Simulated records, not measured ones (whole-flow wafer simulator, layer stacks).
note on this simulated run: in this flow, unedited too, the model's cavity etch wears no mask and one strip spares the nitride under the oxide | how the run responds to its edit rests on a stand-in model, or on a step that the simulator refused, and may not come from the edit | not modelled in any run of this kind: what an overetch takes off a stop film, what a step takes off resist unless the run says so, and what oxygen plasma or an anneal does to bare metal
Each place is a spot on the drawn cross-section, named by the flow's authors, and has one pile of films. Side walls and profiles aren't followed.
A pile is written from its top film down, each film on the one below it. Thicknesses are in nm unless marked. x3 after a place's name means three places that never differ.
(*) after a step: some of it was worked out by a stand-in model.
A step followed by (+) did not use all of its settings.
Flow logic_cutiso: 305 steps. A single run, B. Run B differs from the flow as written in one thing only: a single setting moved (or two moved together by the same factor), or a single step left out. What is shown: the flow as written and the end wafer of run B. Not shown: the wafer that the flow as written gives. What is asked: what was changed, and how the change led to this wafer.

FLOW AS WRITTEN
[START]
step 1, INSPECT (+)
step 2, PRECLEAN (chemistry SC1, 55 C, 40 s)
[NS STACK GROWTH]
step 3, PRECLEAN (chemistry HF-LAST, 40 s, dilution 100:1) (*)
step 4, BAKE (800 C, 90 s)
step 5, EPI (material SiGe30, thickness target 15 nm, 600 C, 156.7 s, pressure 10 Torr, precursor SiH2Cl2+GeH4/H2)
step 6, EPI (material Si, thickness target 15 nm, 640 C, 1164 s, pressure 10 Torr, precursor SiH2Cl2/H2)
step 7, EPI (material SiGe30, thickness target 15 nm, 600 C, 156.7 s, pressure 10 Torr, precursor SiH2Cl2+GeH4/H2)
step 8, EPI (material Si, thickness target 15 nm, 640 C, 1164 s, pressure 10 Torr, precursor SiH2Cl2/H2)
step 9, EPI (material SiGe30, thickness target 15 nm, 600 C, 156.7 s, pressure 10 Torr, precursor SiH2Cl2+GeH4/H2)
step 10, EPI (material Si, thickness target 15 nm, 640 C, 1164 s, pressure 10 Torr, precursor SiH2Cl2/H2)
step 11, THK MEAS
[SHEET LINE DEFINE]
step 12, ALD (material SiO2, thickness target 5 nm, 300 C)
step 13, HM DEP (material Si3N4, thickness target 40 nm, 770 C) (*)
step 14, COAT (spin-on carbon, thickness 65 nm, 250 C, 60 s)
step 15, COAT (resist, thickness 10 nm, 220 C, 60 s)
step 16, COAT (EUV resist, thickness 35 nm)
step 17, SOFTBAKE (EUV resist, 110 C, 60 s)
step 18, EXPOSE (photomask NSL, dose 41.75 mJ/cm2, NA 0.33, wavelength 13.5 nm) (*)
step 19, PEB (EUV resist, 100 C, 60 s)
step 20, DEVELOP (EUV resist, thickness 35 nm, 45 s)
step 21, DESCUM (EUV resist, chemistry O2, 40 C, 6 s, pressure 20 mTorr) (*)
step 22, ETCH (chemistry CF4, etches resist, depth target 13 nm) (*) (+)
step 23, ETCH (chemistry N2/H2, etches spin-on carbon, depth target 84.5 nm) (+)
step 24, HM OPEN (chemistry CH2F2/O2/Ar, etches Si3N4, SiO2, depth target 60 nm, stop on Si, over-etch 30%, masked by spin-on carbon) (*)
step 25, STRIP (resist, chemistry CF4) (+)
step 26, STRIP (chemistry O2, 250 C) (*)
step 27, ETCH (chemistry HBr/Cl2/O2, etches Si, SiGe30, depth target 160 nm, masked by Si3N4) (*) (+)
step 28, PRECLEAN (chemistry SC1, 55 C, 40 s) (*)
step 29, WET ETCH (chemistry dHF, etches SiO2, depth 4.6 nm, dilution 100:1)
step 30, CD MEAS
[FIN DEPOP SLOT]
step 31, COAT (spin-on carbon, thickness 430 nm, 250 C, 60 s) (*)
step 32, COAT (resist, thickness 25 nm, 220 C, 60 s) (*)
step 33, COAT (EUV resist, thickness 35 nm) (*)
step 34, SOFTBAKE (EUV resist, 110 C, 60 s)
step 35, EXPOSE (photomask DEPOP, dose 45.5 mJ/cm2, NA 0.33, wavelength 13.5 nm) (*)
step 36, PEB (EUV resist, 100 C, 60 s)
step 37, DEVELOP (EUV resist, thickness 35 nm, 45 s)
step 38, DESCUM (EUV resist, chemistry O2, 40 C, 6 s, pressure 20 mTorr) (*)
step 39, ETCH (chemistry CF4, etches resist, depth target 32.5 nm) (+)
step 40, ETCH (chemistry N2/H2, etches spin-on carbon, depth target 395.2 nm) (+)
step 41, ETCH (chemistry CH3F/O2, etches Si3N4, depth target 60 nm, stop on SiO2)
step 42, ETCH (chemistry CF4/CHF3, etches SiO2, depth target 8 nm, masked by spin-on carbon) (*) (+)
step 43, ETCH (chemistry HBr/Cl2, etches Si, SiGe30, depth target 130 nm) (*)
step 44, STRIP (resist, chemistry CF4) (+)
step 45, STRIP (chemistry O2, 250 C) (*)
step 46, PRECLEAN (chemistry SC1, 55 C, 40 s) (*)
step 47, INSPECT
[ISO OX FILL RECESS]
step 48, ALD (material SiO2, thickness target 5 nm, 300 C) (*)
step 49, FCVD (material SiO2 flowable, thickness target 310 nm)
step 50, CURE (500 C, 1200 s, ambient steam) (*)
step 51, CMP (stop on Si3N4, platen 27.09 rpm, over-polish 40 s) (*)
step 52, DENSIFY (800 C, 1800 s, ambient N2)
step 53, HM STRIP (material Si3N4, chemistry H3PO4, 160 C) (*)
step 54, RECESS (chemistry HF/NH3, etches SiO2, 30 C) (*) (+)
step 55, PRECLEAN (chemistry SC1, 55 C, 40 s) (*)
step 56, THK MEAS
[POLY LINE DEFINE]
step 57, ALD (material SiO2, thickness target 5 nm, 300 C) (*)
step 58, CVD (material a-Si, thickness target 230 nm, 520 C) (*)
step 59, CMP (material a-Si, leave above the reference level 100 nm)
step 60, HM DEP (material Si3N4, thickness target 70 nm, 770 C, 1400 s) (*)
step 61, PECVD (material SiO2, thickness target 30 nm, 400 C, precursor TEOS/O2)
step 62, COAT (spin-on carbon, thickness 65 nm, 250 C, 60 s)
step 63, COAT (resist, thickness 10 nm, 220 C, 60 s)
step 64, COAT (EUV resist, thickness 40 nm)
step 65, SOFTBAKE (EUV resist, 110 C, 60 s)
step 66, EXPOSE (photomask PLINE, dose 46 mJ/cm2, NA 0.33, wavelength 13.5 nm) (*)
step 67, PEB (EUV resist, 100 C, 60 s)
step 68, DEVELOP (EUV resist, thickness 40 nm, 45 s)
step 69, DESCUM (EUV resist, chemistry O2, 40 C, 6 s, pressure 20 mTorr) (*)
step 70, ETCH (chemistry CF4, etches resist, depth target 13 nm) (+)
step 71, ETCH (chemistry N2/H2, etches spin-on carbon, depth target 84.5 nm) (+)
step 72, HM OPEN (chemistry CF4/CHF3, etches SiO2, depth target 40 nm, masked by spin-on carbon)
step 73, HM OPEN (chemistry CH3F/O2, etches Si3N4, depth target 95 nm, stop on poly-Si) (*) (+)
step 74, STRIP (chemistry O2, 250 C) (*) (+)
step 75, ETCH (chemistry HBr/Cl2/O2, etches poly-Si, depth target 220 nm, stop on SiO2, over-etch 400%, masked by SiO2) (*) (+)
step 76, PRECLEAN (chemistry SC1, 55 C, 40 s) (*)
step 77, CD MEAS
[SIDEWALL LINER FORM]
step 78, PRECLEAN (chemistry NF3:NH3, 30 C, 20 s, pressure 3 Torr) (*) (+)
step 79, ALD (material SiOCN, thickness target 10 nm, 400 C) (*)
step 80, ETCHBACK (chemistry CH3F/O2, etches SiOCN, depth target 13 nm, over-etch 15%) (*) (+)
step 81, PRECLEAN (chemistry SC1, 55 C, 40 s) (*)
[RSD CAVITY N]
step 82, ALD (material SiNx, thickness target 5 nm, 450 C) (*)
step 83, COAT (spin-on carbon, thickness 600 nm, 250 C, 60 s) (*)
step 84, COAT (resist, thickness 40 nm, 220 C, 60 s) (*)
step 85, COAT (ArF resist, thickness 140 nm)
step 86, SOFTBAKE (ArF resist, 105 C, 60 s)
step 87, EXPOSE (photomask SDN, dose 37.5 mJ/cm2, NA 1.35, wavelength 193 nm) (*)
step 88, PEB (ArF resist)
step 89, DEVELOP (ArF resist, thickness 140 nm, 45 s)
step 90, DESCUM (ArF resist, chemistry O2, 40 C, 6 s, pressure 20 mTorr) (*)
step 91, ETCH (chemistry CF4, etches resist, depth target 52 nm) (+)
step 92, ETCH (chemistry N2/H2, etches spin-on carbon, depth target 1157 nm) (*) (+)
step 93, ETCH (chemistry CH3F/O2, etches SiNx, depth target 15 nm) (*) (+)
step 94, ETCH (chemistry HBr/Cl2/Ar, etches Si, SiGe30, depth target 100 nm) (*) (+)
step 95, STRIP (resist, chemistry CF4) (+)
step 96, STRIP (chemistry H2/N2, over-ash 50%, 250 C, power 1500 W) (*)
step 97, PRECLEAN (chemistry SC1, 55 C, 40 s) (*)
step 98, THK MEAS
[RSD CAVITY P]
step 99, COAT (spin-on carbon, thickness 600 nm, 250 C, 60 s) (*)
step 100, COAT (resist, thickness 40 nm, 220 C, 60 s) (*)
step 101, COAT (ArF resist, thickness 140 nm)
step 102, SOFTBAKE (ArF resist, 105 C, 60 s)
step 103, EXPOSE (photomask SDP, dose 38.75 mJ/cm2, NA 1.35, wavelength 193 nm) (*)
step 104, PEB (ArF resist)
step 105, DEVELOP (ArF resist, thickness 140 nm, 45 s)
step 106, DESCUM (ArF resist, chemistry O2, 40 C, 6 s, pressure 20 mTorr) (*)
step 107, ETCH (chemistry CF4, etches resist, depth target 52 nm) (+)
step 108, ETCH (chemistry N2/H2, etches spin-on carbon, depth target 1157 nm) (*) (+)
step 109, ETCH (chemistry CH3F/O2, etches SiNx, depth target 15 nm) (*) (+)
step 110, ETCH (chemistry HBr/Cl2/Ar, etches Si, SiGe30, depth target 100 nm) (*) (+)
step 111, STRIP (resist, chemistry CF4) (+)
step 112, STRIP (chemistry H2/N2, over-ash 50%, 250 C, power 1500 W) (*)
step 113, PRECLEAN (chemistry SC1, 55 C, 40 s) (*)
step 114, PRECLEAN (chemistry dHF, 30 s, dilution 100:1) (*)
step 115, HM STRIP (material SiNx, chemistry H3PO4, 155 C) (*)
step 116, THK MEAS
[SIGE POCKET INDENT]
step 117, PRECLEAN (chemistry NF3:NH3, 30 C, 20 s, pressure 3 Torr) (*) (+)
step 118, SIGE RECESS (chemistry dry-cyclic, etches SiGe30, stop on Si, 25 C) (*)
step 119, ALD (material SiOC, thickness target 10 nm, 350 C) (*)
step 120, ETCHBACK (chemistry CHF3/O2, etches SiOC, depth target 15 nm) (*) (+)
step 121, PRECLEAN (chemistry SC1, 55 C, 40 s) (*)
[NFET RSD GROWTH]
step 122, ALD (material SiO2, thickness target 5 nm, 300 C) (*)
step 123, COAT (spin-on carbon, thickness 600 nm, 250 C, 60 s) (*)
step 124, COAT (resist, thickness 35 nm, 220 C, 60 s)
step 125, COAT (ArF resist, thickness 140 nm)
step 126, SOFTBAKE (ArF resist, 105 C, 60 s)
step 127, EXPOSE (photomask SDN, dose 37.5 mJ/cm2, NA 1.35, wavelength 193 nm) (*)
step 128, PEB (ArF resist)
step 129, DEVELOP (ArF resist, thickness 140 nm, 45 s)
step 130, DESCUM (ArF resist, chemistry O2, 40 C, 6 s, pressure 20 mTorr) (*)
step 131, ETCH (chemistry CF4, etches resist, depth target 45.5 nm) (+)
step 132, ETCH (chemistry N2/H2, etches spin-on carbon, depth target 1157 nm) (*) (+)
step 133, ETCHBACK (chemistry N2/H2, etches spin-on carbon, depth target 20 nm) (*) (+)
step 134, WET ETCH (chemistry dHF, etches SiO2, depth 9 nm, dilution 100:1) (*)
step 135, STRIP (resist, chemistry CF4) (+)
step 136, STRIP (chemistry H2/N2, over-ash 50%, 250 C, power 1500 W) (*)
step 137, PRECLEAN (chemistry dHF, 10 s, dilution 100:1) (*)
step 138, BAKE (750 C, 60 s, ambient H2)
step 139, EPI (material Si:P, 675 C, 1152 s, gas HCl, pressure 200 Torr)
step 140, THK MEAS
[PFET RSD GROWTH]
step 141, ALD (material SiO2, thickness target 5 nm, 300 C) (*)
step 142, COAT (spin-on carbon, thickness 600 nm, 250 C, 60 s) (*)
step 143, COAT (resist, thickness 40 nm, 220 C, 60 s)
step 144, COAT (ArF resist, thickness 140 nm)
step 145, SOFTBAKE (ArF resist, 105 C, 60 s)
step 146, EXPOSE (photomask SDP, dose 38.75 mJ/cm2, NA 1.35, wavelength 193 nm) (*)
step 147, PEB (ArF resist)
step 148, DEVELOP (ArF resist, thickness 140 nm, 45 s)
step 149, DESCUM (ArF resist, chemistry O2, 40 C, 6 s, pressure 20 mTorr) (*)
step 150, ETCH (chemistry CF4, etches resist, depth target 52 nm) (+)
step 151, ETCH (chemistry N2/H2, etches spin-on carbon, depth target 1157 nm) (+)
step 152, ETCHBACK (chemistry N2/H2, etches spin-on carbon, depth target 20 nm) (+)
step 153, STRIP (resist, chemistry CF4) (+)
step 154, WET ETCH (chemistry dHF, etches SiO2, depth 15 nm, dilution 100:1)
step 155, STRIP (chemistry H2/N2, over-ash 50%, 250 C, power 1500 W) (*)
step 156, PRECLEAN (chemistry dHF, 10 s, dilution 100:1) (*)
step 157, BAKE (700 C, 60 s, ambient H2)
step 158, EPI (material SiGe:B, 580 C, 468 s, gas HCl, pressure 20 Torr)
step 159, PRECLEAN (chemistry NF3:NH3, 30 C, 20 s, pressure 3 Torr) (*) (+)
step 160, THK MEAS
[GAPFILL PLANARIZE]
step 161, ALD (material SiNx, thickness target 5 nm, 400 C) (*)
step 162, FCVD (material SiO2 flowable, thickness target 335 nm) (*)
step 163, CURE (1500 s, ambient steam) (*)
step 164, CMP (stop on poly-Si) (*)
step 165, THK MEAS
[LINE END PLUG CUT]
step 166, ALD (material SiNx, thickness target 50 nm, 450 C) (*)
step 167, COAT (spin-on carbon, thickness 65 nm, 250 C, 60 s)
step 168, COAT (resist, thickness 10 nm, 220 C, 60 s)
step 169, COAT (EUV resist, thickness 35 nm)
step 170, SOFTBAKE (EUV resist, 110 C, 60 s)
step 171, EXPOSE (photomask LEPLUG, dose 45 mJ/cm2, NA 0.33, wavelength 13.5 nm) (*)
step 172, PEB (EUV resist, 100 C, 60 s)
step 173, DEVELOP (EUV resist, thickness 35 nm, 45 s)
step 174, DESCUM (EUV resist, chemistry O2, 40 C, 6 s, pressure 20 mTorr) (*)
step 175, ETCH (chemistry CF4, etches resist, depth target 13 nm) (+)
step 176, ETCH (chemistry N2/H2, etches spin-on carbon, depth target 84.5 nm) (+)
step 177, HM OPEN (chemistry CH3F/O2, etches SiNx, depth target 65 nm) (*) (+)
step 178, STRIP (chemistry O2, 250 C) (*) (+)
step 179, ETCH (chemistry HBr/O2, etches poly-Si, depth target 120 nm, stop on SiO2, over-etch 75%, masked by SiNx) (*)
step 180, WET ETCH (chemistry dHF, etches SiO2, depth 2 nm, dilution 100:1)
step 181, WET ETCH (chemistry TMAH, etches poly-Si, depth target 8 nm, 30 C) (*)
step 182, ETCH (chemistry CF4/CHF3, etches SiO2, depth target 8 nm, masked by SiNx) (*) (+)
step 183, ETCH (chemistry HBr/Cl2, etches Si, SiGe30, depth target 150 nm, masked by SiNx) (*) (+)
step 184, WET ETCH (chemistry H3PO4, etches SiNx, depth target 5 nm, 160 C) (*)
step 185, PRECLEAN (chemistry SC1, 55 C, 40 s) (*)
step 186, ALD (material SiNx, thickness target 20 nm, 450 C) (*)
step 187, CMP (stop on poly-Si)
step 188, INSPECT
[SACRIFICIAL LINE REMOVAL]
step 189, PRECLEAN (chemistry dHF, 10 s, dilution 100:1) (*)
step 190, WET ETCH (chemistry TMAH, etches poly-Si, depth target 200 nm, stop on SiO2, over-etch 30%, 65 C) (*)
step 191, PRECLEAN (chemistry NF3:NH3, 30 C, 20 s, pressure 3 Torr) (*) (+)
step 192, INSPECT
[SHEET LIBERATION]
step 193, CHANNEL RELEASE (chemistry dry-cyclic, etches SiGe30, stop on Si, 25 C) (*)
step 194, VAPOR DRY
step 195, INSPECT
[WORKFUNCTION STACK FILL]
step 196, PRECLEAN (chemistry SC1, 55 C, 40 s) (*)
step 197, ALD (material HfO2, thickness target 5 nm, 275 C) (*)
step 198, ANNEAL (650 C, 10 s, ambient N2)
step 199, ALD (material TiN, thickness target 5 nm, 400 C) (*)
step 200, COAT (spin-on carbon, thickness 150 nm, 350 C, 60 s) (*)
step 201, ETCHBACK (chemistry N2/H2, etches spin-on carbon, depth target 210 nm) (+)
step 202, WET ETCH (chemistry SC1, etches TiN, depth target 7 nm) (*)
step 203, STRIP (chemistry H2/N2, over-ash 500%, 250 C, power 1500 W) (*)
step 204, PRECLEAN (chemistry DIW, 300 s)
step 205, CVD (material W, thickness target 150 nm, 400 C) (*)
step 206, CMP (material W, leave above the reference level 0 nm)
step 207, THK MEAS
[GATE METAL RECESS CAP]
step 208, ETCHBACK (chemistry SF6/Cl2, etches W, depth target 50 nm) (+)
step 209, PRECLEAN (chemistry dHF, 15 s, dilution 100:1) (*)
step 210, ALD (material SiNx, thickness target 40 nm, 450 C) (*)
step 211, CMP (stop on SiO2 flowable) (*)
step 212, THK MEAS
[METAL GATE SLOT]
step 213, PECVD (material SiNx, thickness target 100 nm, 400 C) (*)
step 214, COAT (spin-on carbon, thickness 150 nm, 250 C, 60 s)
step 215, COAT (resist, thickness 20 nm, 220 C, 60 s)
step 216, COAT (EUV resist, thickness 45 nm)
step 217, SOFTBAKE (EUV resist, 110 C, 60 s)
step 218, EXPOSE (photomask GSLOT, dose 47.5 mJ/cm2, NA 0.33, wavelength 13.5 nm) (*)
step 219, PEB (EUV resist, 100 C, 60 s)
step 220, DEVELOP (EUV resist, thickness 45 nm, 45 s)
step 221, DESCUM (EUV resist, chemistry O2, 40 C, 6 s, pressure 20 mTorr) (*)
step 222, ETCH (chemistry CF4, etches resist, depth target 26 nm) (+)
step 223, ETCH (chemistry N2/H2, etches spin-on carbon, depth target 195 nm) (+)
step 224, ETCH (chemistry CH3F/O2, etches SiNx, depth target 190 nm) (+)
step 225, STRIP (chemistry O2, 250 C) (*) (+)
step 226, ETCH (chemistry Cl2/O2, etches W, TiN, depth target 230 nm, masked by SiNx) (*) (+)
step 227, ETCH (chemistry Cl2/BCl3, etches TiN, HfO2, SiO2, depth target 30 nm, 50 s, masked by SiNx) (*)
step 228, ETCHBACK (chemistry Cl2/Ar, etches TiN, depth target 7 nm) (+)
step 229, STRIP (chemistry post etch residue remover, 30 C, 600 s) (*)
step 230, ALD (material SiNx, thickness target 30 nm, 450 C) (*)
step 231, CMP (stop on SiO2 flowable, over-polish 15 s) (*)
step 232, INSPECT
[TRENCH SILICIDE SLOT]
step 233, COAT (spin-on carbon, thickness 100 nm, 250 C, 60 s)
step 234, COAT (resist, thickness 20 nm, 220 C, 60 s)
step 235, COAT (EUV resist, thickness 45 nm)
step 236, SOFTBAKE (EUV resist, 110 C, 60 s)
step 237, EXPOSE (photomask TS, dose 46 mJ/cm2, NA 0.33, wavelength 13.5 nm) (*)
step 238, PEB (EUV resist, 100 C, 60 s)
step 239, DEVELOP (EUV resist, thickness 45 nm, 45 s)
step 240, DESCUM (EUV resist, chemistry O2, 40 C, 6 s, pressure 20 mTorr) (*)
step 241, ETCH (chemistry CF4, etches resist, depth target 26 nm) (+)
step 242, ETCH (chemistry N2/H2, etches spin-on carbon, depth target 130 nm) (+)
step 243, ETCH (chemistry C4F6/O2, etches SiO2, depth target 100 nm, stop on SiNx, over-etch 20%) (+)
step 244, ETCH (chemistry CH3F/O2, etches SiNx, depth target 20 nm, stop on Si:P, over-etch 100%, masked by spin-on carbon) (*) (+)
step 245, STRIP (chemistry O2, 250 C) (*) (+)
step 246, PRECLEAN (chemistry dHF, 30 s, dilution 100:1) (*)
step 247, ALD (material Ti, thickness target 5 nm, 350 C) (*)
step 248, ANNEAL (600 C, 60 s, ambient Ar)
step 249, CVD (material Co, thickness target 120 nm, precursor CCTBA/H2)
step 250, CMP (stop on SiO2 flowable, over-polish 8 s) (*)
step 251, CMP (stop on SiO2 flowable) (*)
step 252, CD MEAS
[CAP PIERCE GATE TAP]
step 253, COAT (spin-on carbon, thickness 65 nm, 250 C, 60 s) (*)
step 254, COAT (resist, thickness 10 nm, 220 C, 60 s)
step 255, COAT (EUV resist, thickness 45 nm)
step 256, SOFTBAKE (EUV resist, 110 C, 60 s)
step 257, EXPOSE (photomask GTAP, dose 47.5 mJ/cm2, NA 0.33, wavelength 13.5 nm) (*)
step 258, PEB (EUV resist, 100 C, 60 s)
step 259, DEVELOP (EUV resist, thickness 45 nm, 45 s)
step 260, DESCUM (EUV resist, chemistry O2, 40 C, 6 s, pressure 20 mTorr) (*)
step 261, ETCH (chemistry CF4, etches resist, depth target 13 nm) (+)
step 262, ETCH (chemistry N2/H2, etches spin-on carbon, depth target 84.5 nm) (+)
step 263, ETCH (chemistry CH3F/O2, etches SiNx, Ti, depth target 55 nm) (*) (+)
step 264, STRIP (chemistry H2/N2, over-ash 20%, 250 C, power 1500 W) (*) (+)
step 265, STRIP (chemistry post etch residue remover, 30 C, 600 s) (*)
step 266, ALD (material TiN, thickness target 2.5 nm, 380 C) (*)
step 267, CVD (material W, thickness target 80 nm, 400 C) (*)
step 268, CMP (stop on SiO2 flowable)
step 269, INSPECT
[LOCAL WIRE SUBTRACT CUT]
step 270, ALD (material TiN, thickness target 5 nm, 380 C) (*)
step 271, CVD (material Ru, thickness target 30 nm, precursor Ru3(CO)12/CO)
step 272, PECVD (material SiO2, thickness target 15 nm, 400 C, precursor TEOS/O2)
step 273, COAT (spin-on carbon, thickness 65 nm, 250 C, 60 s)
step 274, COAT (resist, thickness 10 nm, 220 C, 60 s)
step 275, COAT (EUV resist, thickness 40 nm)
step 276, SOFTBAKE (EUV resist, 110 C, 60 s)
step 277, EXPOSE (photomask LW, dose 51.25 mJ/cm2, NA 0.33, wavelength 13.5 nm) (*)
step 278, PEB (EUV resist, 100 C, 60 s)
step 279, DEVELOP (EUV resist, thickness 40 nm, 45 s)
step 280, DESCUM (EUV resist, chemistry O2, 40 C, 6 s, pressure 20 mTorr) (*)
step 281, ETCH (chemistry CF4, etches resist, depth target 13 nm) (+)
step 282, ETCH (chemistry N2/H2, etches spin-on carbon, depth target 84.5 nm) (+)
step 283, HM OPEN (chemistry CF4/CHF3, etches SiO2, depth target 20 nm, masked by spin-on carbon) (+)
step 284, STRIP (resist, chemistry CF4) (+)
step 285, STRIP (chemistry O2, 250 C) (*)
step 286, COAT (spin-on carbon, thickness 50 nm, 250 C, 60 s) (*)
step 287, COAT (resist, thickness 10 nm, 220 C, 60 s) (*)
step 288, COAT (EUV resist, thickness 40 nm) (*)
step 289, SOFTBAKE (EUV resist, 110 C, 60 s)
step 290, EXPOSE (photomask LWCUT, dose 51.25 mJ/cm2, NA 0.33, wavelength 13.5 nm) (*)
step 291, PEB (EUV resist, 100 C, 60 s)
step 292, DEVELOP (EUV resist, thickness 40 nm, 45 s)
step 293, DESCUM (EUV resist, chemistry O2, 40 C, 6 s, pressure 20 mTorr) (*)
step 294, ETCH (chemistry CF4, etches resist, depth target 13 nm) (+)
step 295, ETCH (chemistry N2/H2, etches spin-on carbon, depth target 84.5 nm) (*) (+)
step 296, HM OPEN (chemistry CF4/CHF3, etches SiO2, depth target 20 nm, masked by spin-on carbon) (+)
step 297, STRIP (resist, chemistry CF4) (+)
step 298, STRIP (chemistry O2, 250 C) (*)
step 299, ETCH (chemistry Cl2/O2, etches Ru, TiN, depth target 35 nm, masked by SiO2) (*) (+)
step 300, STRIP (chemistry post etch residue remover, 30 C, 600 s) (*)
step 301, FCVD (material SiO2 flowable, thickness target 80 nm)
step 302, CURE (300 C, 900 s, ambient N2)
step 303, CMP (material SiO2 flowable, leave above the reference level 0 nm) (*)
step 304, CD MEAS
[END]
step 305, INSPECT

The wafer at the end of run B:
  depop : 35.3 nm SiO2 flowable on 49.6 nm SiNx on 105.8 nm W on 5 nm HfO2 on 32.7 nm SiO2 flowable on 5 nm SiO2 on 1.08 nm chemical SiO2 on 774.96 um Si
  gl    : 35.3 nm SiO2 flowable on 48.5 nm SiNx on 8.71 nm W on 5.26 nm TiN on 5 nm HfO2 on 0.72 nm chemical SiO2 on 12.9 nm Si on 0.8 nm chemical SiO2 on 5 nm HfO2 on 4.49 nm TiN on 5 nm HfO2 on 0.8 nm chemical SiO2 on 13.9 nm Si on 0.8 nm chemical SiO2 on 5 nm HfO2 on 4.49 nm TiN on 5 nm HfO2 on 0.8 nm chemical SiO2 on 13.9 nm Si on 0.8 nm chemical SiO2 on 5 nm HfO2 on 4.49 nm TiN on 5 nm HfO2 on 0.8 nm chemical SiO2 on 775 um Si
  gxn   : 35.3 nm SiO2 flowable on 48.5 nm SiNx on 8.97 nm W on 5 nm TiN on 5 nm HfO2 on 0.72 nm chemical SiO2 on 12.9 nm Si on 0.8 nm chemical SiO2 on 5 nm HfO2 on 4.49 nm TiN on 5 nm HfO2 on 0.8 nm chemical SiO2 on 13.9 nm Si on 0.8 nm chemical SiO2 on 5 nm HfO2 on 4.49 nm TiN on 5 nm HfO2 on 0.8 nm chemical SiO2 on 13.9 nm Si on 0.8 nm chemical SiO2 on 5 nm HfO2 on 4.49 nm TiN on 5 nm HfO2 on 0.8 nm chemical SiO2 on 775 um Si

What caused this: step 208, ETCHBACK: depth target 72.5 nm was run, though the flow has depth target 50 nm.

Step by step, how the change led to this:
  step 208, ETCHBACK (chemistry SF6/Cl2, etches W, depth target 50 nm) (+)
      depop, dpovl, gfld and 9 more: W loses 72.5 (in the flow as written it would be: W loses 50)
      iso, rsdn, rsdp, rsdw, rsdx: SiO2 flowable loses 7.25 (in the flow as written it would be: SiO2 flowable loses 5)
      (as well as at 5 more places)
  step 210, ALD (material SiNx, thickness target 40 nm, 450 C) (*)
      gfld, gl, glp, gxf, gxn, gxp, tap: SiNx gains 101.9 (new film) (in the flow as written it would be: SiNx gains 82.6 (new film))
      plug: SiNx gains 45 (in the flow as written it would be: SiNx gains 42.5)
  step 211, CMP (stop on SiO2 flowable) (*)
      depop, dpovl, isow, ns, nsgap: nothing (in the flow as written it would be: SiNx loses 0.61)
      gfld, gl, glp, gxf, gxn, gxp, tap: SiNx loses 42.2 (in the flow as written it would be: SiNx loses 43.2)
      (as well as at 5 more places)
  step 224, ETCH (chemistry CH3F/O2, etches SiNx, depth target 190 nm) (+)
      gfld: SiNx loses 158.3 (all of it), W loses 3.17 (in the flow as written it would be: SiNx loses 138.1 (all of it), W loses 5.19)
  step 226, ETCH (chemistry Cl2/O2, etches W, TiN, depth target 230 nm, masked by SiNx) (*) (+)
      depop, dpovl, gl and 18 more: SiNx loses 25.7 (in the flow as written it would be: SiNx loses 30.8)
      gfld: W loses 95 (all of it), TiN loses 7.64 (all of it), HfO2 loses 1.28 (in the flow as written it would be: W loses 115.4 (all of it), TiN loses 7.64 (all of it), HfO2 loses 1.54)
  step 231, CMP (stop on SiO2 flowable, over-polish 15 s) (*)
      gl, glp, gxf, gxn, gxp, plug, tap: SiNx loses 67.8 (in the flow as written it would be: SiNx loses 62.7)
      depop, dpovl, isow, ns, nsgap: SiNx loses 48.2 (in the flow as written it would be: SiNx loses 62.7)
      (as well as at 10 more places)
  step 243, ETCH (chemistry C4F6/O2, etches SiO2, depth target 100 nm, stop on SiNx, over-etch 20%) (+)
      rsdn, rsdp, rsdw: SiO2 flowable loses 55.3 (all of it) (in the flow as written it would be: SiO2 flowable loses 57.5 (all of it))
  step 246, PRECLEAN (chemistry dHF, 30 s, dilution 100:1) (*)
      depop, dpovl, isow, ns, nsgap: SiNx loses 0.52 (in the flow as written it would be: SiNx loses 1.08)
  step 251, CMP (stop on SiO2 flowable) (*)
      rsdx: Ti loses 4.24 (in the flow as written it would be: Ti loses 5 (all of it))
      gfld, gl, glp, gxf, gxn, gxp, plug, tap: SiNx loses 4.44 (in the flow as written it would be: SiNx loses 5)
      (as well as at 8 more places)
  step 263, ETCH (chemistry CH3F/O2, etches SiNx, Ti, depth target 55 nm) (*) (+)
      glp, lnrp, lnrt, plug, rsdn, rsdp, rsdw: resist loses 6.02 (all of it), spin-on carbon loses 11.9 (in the flow as written it would be: resist loses 6.02 (all of it), spin-on carbon loses 6.48)
      depop, dpovl, gl, isow, ns, nsgap: resist loses 6.03 (all of it), spin-on carbon loses 11.8 (in the flow as written it would be: resist loses 6.03 (all of it), spin-on carbon loses 6.46)
      (as well as at 9 more places)
  step 264, STRIP (chemistry H2/N2, over-ash 20%, 250 C, power 1500 W) (*) (+)
      gfld, gl, gxf, gxn, gxp, lnr, lnri, lnrp: spin-on carbon loses 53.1 (all of it) (in the flow as written it would be: spin-on carbon loses 58.4 (all of it))
      glp, lnrt, plug, rsdn, rsdp, rsdw: spin-on carbon loses 53 (all of it) (in the flow as written it would be: spin-on carbon loses 58.4 (all of it))
      (as well as at 7 more places)
  step 265, STRIP (chemistry post etch residue remover, 30 C, 600 s) (*)
      rsdx: Ti loses 0.76 (all of it) (in the flow as written it would be: nothing)
      iso: Ti loses 1.17 (all of it) (in the flow as written it would be: Ti loses 0.66 (all of it))
  step 267, CVD (material W, thickness target 80 nm, 400 C) (*)
      tap: W gains 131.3 (new film) (in the flow as written it would be: W gains 111.4 (new film))
  step 268, CMP (stop on SiO2 flowable)
      depop, dpovl, gfld and 9 more: W loses 80.2 (all of it), TiN loses 2.5 (all of it), SiNx loses 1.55 (in the flow as written it would be: W loses 80.2 (all of it), TiN loses 2.5 (all of it), SiNx loses 0.98)
      lnr, lnri, lnrp, lnrt: W loses 80 (all of it), TiN loses 2.5 (all of it), SiOCN loses 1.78 (in the flow as written it would be: W loses 80 (all of it), TiN loses 2.5 (all of it), SiOCN loses 1.22)
      (as well as at 3 more places)
